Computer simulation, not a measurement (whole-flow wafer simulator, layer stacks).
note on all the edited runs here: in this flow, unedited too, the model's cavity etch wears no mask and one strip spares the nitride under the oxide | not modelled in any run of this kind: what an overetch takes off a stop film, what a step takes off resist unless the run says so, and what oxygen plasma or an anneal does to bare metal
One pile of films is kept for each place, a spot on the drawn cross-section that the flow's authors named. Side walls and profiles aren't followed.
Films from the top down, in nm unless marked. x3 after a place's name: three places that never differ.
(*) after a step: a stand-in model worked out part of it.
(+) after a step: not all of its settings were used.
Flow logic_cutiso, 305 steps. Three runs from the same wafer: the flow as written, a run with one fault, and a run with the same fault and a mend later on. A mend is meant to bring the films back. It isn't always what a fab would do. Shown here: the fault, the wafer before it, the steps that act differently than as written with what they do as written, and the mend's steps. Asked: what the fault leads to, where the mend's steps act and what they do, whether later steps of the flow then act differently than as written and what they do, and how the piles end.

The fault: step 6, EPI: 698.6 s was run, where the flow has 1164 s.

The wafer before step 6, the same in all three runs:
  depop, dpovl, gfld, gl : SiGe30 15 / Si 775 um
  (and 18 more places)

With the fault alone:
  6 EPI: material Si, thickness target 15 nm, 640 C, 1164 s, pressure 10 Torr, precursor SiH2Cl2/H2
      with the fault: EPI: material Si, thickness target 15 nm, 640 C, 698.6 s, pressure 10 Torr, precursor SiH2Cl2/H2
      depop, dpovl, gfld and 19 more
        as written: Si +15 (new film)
        with the fault: Si +9 (new film)
  Later steps of the flow that act differently than as written (3 more steps differ only slightly, by at most 2% or 0.5 nm, whichever is larger, and aren't shown):
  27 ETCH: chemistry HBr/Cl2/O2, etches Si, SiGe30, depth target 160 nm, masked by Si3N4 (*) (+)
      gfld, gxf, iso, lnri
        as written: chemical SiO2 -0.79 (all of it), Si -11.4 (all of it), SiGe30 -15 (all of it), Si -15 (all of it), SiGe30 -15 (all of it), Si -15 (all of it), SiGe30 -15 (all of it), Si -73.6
        with the fault: chemical SiO2 -0.79 (all of it), Si -11.4 (all of it), SiGe30 -15 (all of it), Si -15 (all of it), SiGe30 -15 (all of it), Si -9 (all of it), SiGe30 -15 (all of it), Si -79.6
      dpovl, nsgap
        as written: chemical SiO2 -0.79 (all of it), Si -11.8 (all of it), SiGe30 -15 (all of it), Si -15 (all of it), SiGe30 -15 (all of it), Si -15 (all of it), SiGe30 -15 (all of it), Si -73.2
        with the fault: chemical SiO2 -0.79 (all of it), Si -11.8 (all of it), SiGe30 -15 (all of it), Si -15 (all of it), SiGe30 -15 (all of it), Si -9 (all of it), SiGe30 -15 (all of it), Si -79.2
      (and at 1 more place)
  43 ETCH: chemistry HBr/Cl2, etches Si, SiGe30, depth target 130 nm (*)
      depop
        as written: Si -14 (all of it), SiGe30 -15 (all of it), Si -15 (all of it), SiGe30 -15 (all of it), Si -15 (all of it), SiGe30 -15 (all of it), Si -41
        with the fault: Si -14 (all of it), SiGe30 -15 (all of it), Si -15 (all of it), SiGe30 -15 (all of it), Si -9 (all of it), SiGe30 -15 (all of it), Si -47
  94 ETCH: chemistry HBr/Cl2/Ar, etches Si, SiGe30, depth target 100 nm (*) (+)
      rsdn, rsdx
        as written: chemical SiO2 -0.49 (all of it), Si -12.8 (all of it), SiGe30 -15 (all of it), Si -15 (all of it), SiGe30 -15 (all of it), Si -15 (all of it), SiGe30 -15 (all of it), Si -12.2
        with the fault: chemical SiO2 -0.49 (all of it), Si -12.8 (all of it), SiGe30 -15 (all of it), Si -15 (all of it), SiGe30 -15 (all of it), Si -9 (all of it), SiGe30 -15 (all of it), Si -18.2
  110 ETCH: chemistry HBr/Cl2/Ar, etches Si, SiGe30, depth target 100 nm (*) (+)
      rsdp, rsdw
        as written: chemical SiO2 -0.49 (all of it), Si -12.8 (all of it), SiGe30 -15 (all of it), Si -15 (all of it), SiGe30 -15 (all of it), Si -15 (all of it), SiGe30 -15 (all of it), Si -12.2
        with the fault: chemical SiO2 -0.49 (all of it), Si -12.8 (all of it), SiGe30 -15 (all of it), Si -15 (all of it), SiGe30 -15 (all of it), Si -9 (all of it), SiGe30 -15 (all of it), Si -18.2
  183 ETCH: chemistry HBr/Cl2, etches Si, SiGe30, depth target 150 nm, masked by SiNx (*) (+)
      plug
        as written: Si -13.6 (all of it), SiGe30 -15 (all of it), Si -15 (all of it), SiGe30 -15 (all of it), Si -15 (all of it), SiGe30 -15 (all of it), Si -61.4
        with the fault: Si -13.6 (all of it), SiGe30 -15 (all of it), Si -15 (all of it), SiGe30 -15 (all of it), Si -9 (all of it), SiGe30 -15 (all of it), Si -67.4
  At the end the piles differ from the flow's by more than 2% or 0.5 nm, whichever is larger, at gl, glp, gxn and 6 more.
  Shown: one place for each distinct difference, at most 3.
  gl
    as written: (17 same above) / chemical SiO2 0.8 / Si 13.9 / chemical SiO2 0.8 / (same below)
    with the fault: (17 same above) / chemical SiO2 0.8 / Si 7.92 / chemical SiO2 0.8 / (same below)
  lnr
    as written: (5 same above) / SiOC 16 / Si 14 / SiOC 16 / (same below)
    with the fault: (5 same above) / SiOC 16 / Si 7.97 / SiOC 16 / (same below)
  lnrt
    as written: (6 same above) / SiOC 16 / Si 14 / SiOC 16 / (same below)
    with the fault: (6 same above) / SiOC 16 / Si 7.97 / SiOC 16 / (same below)

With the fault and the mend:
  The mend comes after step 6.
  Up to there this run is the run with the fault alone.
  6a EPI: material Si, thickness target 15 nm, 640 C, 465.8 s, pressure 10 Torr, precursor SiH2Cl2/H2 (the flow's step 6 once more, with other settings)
      depop, dpovl, gfld and 19 more
        Si +6
  No later step of the flow acts differently than as written at any place that is followed.
  At the end the piles are the same as the flow's at every place that both follow.
